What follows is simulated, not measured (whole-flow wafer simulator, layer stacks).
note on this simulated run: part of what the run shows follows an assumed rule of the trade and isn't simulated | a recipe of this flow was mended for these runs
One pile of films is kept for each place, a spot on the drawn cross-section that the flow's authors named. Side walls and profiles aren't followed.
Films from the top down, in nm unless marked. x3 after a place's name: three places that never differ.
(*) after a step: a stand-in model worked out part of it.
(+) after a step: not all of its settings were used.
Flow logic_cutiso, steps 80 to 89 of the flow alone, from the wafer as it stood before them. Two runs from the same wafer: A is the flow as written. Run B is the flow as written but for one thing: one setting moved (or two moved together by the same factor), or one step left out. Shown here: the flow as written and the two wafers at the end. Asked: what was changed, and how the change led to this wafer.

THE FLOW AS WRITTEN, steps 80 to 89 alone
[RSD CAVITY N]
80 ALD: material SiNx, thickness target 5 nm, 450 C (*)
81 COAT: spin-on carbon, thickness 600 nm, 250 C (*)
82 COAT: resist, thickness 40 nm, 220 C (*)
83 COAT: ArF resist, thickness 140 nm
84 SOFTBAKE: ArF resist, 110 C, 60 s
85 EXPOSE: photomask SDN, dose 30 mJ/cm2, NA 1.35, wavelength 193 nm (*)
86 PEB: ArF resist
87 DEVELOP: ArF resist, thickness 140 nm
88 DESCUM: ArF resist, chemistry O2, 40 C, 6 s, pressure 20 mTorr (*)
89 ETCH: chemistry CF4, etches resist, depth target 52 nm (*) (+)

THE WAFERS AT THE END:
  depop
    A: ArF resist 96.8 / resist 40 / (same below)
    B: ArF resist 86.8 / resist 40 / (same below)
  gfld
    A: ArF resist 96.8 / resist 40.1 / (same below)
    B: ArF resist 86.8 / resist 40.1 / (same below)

The cause: step 83, COAT: thickness 130 nm was run, where the flow has thickness 140 nm; step 87, DEVELOP: thickness 130 nm was run, where the flow has thickness 140 nm.

How the change led to this, step by step:
  83 COAT: ArF resist, thickness 140 nm
      depop, dpovl x3, gfld and 17 more: A ArF resist +140 (new film) | B ArF resist +130 (new film)
  87 DEVELOP: ArF resist, thickness 140 nm
      gl, gxn, lnr, lnrt, rsdn, rsdx, tap: A ArF resist -139.3 (all of it) | B ArF resist -129.4 (all of it)
